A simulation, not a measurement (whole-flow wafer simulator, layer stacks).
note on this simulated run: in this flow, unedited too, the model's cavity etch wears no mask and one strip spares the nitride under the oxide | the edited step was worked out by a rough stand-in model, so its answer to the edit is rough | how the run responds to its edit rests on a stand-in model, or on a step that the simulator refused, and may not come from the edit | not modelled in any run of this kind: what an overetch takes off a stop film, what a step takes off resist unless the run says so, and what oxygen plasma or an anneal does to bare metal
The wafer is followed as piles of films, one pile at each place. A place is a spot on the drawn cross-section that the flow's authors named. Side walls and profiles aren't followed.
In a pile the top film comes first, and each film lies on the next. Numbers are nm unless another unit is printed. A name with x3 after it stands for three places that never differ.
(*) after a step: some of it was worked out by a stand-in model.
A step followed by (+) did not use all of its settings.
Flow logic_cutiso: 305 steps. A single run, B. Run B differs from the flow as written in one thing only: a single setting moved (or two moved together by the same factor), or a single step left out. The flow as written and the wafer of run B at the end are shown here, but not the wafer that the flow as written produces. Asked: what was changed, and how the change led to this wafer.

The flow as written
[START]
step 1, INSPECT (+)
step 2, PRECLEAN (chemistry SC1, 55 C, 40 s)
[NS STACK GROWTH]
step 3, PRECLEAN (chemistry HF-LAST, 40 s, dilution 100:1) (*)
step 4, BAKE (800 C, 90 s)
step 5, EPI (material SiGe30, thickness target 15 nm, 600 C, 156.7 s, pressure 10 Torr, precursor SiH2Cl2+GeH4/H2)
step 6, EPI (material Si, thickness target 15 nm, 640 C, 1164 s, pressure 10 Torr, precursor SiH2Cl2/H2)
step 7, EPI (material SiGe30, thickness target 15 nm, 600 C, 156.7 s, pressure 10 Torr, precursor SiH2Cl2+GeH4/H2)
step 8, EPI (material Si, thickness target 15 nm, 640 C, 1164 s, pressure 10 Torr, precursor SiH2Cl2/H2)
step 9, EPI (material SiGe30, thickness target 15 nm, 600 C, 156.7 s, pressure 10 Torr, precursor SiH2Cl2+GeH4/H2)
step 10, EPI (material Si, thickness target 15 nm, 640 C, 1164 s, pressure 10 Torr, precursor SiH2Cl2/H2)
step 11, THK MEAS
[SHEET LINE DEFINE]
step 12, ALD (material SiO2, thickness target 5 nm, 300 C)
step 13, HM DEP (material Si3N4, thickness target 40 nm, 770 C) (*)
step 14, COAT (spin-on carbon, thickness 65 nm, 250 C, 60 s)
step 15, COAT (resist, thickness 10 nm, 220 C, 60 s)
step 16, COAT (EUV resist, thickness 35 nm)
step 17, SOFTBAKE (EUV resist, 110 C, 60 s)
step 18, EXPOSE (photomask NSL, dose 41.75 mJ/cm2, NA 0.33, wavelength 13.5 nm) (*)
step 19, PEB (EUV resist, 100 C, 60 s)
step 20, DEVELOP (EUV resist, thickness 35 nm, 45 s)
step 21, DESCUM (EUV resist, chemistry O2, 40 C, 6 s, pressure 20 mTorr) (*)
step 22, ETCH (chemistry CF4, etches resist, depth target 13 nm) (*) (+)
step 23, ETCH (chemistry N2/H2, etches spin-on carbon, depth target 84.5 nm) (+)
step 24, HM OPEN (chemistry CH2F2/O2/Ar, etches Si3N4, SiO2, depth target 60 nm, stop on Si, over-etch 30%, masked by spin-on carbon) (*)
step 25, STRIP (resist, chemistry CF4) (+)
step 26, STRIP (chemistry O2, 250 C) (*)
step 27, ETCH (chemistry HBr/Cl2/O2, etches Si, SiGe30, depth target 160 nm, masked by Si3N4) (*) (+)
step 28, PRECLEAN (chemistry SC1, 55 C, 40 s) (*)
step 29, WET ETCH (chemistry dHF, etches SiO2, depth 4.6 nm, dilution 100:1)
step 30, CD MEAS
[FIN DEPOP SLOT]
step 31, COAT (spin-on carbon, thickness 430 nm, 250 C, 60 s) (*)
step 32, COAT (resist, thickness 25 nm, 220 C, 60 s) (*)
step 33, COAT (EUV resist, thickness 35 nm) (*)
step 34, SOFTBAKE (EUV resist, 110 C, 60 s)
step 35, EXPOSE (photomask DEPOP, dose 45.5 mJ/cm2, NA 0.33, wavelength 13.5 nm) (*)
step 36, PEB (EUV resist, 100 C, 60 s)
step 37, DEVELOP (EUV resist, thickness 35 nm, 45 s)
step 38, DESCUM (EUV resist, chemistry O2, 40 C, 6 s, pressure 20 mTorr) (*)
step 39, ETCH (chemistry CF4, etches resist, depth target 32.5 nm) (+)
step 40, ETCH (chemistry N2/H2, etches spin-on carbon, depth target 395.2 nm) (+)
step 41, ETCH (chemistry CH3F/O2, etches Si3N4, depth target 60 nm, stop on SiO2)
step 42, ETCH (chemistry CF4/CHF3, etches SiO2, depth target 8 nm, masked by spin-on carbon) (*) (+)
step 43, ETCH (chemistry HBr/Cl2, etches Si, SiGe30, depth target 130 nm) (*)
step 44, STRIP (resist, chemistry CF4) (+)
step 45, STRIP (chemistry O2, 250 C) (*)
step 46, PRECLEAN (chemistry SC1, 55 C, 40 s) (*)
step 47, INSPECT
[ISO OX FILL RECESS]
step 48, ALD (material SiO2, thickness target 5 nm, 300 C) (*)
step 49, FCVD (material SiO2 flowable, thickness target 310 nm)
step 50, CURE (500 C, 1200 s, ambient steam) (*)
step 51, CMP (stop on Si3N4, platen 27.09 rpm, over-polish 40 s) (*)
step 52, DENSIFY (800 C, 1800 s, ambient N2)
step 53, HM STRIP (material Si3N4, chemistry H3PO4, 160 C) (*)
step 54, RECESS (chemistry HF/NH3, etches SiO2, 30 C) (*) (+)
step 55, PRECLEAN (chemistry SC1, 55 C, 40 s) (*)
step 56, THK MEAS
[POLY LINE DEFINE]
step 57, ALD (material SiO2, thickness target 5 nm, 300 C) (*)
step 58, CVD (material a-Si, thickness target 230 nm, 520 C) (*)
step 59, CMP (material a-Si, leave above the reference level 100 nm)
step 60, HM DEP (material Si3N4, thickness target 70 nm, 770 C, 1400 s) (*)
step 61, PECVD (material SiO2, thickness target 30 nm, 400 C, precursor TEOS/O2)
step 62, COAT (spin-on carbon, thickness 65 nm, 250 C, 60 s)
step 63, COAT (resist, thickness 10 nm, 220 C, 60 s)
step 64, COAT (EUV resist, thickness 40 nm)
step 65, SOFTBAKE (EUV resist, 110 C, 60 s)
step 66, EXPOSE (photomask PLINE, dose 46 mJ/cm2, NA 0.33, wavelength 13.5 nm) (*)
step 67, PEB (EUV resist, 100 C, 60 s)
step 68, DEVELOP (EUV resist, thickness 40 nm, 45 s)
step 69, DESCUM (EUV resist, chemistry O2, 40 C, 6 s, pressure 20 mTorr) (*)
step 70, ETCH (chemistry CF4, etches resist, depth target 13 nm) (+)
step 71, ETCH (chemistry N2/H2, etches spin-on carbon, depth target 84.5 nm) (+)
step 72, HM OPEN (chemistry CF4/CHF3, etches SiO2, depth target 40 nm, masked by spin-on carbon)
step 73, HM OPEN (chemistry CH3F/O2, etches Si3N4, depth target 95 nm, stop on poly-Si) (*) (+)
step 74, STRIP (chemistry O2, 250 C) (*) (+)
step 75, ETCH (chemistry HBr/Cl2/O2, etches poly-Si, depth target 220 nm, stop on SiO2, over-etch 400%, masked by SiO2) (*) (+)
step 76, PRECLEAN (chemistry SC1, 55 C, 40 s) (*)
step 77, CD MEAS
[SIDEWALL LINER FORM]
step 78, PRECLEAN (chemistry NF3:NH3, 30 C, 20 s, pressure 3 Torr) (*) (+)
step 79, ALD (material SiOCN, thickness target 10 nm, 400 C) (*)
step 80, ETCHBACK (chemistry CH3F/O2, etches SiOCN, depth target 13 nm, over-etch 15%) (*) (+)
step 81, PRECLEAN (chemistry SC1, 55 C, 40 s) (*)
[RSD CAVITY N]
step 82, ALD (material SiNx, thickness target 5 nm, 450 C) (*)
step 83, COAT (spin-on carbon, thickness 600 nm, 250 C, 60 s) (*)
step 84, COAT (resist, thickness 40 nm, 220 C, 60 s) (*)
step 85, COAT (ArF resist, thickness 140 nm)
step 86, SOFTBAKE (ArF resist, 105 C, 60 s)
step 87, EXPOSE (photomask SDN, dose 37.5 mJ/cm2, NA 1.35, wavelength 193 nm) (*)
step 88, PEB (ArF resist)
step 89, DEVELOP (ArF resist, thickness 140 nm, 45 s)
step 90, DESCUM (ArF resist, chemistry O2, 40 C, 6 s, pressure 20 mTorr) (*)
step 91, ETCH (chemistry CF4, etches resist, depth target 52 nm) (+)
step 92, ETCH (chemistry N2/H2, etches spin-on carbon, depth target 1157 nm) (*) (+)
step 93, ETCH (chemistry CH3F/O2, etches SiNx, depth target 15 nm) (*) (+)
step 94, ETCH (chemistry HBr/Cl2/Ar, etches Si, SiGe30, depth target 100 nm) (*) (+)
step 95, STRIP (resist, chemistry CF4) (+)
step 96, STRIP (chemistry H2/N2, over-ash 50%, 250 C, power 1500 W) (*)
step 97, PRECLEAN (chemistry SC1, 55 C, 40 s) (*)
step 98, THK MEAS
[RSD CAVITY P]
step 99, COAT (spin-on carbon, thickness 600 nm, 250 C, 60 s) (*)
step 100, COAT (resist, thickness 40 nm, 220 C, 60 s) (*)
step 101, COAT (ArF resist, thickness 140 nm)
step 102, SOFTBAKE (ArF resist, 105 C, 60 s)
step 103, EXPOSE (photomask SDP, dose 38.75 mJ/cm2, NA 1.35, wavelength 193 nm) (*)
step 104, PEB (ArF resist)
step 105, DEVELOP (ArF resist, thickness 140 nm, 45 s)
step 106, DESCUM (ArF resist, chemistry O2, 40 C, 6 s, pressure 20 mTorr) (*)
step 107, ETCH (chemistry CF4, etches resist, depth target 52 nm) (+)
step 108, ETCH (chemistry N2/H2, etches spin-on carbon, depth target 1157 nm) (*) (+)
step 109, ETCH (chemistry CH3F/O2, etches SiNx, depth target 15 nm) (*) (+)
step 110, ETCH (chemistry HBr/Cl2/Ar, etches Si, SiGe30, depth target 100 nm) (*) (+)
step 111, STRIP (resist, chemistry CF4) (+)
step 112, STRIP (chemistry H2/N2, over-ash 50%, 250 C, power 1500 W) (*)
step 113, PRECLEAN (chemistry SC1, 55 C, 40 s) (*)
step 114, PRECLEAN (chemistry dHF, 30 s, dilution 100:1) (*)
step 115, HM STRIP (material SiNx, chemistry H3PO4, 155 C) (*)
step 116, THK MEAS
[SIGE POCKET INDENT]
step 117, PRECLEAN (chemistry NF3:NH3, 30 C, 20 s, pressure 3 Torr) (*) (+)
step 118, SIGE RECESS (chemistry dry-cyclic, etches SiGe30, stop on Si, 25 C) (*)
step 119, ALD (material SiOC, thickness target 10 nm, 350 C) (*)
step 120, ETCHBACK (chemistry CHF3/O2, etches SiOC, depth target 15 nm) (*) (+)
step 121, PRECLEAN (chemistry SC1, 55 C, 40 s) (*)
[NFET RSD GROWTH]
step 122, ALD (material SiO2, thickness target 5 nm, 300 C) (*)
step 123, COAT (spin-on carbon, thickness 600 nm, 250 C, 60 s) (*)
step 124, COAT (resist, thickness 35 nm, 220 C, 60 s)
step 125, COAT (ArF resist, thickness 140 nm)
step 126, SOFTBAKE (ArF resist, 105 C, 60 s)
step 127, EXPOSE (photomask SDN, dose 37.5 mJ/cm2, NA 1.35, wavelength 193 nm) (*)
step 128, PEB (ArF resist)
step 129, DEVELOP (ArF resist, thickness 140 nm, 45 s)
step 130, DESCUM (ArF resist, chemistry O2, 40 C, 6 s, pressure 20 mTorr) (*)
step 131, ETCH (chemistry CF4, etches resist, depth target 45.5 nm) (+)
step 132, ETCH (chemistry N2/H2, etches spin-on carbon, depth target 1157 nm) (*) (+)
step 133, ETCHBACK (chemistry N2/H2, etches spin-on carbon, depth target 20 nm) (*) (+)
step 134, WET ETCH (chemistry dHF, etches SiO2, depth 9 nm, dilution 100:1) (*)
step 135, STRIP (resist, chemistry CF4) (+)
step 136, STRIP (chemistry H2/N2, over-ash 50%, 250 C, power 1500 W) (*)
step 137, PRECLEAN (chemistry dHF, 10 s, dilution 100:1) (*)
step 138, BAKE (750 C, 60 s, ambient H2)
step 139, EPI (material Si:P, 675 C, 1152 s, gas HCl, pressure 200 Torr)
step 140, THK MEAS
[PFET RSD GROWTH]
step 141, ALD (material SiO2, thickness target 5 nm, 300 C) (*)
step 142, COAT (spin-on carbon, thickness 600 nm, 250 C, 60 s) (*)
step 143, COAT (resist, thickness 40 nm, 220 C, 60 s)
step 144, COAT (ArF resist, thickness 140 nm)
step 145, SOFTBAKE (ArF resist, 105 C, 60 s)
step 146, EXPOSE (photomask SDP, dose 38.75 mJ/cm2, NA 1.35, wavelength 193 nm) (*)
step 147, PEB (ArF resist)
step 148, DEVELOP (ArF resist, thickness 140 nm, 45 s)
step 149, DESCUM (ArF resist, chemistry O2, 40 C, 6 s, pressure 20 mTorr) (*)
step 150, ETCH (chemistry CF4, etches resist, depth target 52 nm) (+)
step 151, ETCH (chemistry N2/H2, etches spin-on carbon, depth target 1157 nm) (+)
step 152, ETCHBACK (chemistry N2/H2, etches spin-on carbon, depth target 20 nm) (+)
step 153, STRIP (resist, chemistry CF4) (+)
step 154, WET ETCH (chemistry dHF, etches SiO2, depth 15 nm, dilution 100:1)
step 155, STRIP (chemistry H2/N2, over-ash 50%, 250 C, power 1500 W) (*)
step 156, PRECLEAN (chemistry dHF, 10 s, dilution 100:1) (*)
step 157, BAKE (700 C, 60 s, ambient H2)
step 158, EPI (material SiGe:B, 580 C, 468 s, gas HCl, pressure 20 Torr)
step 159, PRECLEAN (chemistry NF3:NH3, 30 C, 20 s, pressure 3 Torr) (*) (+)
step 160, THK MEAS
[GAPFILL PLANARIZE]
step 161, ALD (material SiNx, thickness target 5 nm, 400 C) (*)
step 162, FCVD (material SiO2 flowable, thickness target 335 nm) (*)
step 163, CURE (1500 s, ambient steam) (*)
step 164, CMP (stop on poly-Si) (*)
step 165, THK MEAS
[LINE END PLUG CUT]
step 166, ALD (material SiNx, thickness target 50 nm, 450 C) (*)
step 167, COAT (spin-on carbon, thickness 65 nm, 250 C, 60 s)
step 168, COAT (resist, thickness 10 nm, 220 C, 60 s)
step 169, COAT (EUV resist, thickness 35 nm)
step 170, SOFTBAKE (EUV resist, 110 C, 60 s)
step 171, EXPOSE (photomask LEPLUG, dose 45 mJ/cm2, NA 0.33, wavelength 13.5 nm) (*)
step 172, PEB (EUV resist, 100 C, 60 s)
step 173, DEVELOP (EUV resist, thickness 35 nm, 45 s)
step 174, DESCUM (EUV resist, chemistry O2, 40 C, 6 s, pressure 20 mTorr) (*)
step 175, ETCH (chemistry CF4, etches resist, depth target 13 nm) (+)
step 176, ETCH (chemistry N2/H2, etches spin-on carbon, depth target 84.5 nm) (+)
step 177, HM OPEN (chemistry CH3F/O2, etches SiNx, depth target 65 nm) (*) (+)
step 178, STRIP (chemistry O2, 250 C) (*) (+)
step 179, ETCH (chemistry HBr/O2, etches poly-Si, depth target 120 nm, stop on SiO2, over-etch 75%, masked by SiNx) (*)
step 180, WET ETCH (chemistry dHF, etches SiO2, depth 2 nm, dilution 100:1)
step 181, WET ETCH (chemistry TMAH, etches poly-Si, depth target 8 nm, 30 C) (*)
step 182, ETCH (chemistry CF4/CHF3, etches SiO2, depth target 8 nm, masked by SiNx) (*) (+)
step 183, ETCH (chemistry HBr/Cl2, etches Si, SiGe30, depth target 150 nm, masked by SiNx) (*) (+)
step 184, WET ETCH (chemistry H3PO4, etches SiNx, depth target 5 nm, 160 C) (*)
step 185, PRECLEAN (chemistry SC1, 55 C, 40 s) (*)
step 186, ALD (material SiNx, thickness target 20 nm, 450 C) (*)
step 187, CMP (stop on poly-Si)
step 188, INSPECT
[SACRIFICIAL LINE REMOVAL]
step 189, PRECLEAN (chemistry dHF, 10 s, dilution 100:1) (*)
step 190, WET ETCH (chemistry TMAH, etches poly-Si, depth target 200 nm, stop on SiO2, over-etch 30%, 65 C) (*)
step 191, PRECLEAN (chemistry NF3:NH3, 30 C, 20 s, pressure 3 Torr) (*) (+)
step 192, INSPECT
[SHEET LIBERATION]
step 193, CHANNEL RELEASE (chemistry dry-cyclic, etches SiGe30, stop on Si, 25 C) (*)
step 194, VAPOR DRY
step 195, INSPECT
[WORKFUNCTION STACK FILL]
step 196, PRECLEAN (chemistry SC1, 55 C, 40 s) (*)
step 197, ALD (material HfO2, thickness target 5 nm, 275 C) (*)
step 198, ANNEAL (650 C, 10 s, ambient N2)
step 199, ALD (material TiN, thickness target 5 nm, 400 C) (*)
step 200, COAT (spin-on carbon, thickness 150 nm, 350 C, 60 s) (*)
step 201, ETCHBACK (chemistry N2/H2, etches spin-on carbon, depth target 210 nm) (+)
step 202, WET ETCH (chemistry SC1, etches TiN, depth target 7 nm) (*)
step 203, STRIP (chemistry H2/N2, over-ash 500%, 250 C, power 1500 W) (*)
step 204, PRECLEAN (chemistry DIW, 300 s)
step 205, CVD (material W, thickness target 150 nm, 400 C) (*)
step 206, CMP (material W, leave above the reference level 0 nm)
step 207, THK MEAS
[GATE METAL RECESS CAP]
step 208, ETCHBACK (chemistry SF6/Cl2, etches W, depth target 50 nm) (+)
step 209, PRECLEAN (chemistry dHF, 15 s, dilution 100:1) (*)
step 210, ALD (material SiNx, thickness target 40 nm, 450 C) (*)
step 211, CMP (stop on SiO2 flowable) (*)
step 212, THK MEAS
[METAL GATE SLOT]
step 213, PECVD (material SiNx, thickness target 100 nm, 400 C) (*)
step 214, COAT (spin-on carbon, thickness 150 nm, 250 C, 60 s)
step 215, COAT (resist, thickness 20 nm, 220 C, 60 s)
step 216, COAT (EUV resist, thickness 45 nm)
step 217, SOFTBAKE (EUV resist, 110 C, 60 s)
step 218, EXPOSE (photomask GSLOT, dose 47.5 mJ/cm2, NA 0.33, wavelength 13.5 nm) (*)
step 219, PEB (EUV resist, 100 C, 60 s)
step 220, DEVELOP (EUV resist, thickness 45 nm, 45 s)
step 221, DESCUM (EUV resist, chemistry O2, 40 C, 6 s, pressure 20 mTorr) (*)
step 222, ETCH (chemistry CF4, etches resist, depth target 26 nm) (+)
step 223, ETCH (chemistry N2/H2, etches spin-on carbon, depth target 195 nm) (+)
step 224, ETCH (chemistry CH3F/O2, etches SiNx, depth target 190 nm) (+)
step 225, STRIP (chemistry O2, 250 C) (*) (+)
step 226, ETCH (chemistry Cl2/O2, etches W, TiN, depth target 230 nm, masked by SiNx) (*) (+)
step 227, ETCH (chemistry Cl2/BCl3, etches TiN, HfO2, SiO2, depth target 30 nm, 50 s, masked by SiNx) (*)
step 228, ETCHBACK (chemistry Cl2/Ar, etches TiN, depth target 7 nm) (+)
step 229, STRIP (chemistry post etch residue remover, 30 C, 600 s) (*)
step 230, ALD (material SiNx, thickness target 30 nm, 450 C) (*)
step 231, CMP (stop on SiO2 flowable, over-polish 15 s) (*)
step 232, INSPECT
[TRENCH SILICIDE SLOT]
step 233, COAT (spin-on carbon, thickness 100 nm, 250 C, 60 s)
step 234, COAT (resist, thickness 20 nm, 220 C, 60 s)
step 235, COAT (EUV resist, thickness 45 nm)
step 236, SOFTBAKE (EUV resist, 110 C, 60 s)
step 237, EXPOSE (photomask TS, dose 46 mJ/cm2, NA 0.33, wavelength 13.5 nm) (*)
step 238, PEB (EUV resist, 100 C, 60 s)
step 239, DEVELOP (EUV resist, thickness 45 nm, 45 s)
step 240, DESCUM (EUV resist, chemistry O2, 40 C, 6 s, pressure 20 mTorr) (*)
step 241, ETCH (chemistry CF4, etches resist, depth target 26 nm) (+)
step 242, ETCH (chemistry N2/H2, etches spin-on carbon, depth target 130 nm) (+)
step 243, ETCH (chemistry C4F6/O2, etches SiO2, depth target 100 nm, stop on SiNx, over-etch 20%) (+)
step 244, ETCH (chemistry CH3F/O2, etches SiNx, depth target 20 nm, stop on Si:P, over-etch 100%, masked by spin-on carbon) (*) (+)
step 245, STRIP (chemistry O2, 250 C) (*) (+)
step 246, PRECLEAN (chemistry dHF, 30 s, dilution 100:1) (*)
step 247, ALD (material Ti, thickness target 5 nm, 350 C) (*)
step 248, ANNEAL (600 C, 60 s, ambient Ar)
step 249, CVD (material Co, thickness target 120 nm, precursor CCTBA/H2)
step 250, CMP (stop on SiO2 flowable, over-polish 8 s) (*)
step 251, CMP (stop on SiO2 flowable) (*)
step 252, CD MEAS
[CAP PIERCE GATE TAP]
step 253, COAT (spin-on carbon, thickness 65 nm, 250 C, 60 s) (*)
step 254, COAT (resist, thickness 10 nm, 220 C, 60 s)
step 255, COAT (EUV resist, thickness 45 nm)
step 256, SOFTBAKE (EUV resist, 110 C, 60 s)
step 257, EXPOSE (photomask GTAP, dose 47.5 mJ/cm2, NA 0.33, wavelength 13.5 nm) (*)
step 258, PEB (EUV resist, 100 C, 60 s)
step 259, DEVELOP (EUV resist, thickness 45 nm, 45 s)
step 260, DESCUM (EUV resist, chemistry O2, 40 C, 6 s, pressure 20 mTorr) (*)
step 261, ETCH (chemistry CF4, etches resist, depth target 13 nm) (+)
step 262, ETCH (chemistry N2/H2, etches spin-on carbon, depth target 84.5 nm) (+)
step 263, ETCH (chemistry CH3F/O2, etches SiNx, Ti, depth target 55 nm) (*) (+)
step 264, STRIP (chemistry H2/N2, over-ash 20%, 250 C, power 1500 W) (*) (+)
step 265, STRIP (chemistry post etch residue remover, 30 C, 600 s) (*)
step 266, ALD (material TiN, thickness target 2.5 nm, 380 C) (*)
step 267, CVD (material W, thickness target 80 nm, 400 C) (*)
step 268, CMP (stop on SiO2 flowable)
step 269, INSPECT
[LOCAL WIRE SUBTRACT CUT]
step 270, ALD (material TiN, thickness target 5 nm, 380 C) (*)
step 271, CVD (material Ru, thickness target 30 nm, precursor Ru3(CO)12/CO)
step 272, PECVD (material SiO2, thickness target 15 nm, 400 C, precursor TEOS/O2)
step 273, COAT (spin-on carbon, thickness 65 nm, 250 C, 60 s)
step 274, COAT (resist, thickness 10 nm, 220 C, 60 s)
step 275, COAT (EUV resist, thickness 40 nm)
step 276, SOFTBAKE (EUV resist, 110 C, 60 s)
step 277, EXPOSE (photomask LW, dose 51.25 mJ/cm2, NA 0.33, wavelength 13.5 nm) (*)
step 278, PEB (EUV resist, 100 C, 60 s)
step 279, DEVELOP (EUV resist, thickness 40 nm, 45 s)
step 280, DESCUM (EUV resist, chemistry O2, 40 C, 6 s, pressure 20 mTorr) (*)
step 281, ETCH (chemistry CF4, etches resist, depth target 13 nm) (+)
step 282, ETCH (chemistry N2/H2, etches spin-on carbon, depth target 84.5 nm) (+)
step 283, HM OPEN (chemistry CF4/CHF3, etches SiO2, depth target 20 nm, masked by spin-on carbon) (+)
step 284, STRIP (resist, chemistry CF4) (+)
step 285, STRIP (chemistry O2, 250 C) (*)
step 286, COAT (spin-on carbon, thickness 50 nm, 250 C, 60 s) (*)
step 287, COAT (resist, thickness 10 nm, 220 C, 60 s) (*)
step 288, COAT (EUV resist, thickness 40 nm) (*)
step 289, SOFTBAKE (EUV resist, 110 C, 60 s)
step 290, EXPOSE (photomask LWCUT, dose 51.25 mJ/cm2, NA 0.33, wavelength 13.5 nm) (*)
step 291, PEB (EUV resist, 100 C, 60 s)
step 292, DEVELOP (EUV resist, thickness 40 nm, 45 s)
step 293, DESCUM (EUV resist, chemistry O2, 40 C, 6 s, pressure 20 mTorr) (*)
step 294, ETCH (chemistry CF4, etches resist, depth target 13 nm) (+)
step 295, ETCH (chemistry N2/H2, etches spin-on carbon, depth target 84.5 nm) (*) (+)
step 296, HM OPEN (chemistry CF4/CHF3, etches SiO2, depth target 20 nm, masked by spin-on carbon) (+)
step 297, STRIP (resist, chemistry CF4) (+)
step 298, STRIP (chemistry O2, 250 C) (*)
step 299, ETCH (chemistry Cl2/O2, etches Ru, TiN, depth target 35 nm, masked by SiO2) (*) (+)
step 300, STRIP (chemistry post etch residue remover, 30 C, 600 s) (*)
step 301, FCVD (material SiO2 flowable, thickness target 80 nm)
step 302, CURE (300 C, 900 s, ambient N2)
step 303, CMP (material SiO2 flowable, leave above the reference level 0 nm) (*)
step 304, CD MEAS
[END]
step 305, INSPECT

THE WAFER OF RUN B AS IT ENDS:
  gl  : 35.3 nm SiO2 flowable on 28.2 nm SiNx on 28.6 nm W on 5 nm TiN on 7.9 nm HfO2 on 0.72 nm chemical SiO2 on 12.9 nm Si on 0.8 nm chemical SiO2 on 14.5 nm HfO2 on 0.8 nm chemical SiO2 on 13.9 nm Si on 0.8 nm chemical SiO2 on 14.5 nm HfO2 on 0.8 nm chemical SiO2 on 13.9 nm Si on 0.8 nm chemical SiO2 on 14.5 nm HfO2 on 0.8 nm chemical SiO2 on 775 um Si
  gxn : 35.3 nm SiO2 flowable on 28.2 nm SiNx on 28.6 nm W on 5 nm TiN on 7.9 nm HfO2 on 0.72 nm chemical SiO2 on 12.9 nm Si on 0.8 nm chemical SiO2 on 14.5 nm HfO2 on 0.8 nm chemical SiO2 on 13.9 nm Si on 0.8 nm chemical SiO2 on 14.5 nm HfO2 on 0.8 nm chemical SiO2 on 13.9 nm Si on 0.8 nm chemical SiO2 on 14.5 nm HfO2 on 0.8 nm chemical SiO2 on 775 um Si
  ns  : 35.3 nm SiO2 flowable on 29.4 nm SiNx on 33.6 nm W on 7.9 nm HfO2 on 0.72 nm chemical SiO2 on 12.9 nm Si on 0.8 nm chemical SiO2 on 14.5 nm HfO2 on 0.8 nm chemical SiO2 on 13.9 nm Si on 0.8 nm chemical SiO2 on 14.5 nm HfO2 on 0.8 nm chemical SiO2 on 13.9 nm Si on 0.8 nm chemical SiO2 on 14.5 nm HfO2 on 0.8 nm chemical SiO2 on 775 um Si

The reason: step 197, ALD: thickness target 7.9 nm was run, while the flow as written has thickness target 5 nm.

Step by step, how the change led to this:
  step 197, ALD (material HfO2, thickness target 5 nm, 275 C) (*)
      gl, glp, gxn, gxp, ns, tap: HfO2 gains 7.9 (new film), HfO2 gains 14.5 (new film), cavity loses 14.5 (all of it), HfO2 gains 14.5 (new film), cavity loses 14.5 (all of it), HfO2 gains 14.5 (new film), cavity loses 14.5 (all of it) (in the flow as written it would be: HfO2 gains 5 (new film), HfO2 gains 5 (new film), cavity loses 10, HfO2 gains 5 (new film), HfO2 gains 5 (new film), cavity loses 10, HfO2 gains 5 (new film), HfO2 gains 5 (new film), cavity loses 10, HfO2 gains 5 (new film))
      depop, dpovl, gfld and 12 more: HfO2 gains 7.9 (new film) (in the flow as written it would be: HfO2 gains 5 (new film))
      (as well as at 1 more place)
  step 199, ALD (material TiN, thickness target 5 nm, 400 C) (*)
      gl, glp, tap: TiN gains 5 (new film) (in the flow as written it would be: TiN gains 5.26 (new film), TiN gains 4.49 (new film), cavity loses 4.49 (all of it), TiN gains 4.49 (new film), cavity loses 4.49 (all of it), TiN gains 4.49 (new film), cavity loses 4.49 (all of it))
      gxn, gxp, ns: TiN gains 5 (new film) (in the flow as written it would be: TiN gains 5 (new film), TiN gains 4.49 (new film), cavity loses 4.49 (all of it), TiN gains 4.49 (new film), cavity loses 4.49 (all of it), TiN gains 4.49 (new film), cavity loses 4.49 (all of it))
      (as well as at 2 more places)
  step 200, COAT (spin-on carbon, thickness 150 nm, 350 C, 60 s) (*)
      gl, glp: spin-on carbon gains 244 (new film) (in the flow as written it would be: spin-on carbon gains 236.9 (new film))
      gxn, gxp: spin-on carbon gains 243.9 (new film) (in the flow as written it would be: spin-on carbon gains 236.9 (new film))
      (as well as at 18 more places)
  step 201, ETCHBACK (chemistry N2/H2, etches spin-on carbon, depth target 210 nm) (+)
      lnr, lnrp: spin-on carbon loses 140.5 (all of it) (in the flow as written it would be: spin-on carbon loses 133.9 (all of it))
      rsdn, rsdw: spin-on carbon loses 152.6 (all of it) (in the flow as written it would be: spin-on carbon loses 145.8 (all of it))
      (as well as at 11 more places)
  step 203, STRIP (chemistry H2/N2, over-ash 500%, 250 C, power 1500 W) (*)
      gl, glp: spin-on carbon loses 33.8 (all of it) (in the flow as written it would be: spin-on carbon loses 26.7 (all of it))
      gxn, gxp: spin-on carbon loses 33.7 (all of it) (in the flow as written it would be: spin-on carbon loses 26.8 (all of it))
      (as well as at 3 more places)
  step 205, CVD (material W, thickness target 150 nm, 400 C) (*)
      gxf: W gains 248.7 (new film) (in the flow as written it would be: W gains 337.8 (new film))
  step 206, CMP (material W, leave above the reference level 0 nm)
      lnr, lnri, lnrp, lnrt: W loses 150 (all of it), HfO2 loses 7.9 (all of it), SiOCN loses 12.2 (in the flow as written it would be: W loses 150 (all of it), HfO2 loses 5 (all of it), SiOCN loses 12.2)
      rsdn, rsdp, rsdw, rsdx: W loses 162.2 (all of it), HfO2 loses 7.9 (all of it) (in the flow as written it would be: W loses 162.2 (all of it), HfO2 loses 5 (all of it))
      (as well as at 2 more places)
  step 226, ETCH (chemistry Cl2/O2, etches W, TiN, depth target 230 nm, masked by SiNx) (*) (+)
      depop, dpovl, gl and 18 more: SiNx loses 30 (in the flow as written it would be: SiNx loses 30.8)
      gfld: W loses 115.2 (all of it), TiN loses 5 (all of it), HfO2 loses 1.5 (in the flow as written it would be: W loses 115.4 (all of it), TiN loses 7.64 (all of it), HfO2 loses 1.54)
  step 227, ETCH (chemistry Cl2/BCl3, etches TiN, HfO2, SiO2, depth target 30 nm, 50 s, masked by SiNx) (*)
      gfld: HfO2 loses 6.4 (all of it), SiO2 flowable loses 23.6 (in the flow as written it would be: HfO2 loses 3.46 (all of it), SiO2 flowable loses 26.5)
With metal films that touch counted as one body, gl has 1 body; the flow as written gives 4 bodies (between them, from the top down: HfO2 5 / chemical SiO2 0.72 / Si 12.9 / chemical SiO2 0.8 / HfO2 5; HfO2 5 / chemical SiO2 0.8 / Si 13.9 / chemical SiO2 0.8 / HfO2 5; HfO2 5 / chemical SiO2 0.8 / Si 13.9 / chemical SiO2 0.8 / HfO2 5).
With metal films that touch counted as one body, gxn has 1 body; the flow as written gives 4 bodies (between them, from the top down: HfO2 5 / chemical SiO2 0.72 / Si 12.9 / chemical SiO2 0.8 / HfO2 5; HfO2 5 / chemical SiO2 0.8 / Si 13.9 / chemical SiO2 0.8 / HfO2 5; HfO2 5 / chemical SiO2 0.8 / Si 13.9 / chemical SiO2 0.8 / HfO2 5).
With metal films that touch counted as one body, ns has 1 body; the flow as written gives 4 bodies (between them, from the top down: HfO2 5 / chemical SiO2 0.72 / Si 12.9 / chemical SiO2 0.8 / HfO2 5; HfO2 5 / chemical SiO2 0.8 / Si 13.9 / chemical SiO2 0.8 / HfO2 5; HfO2 5 / chemical SiO2 0.8 / Si 13.9 / chemical SiO2 0.8 / HfO2 5).
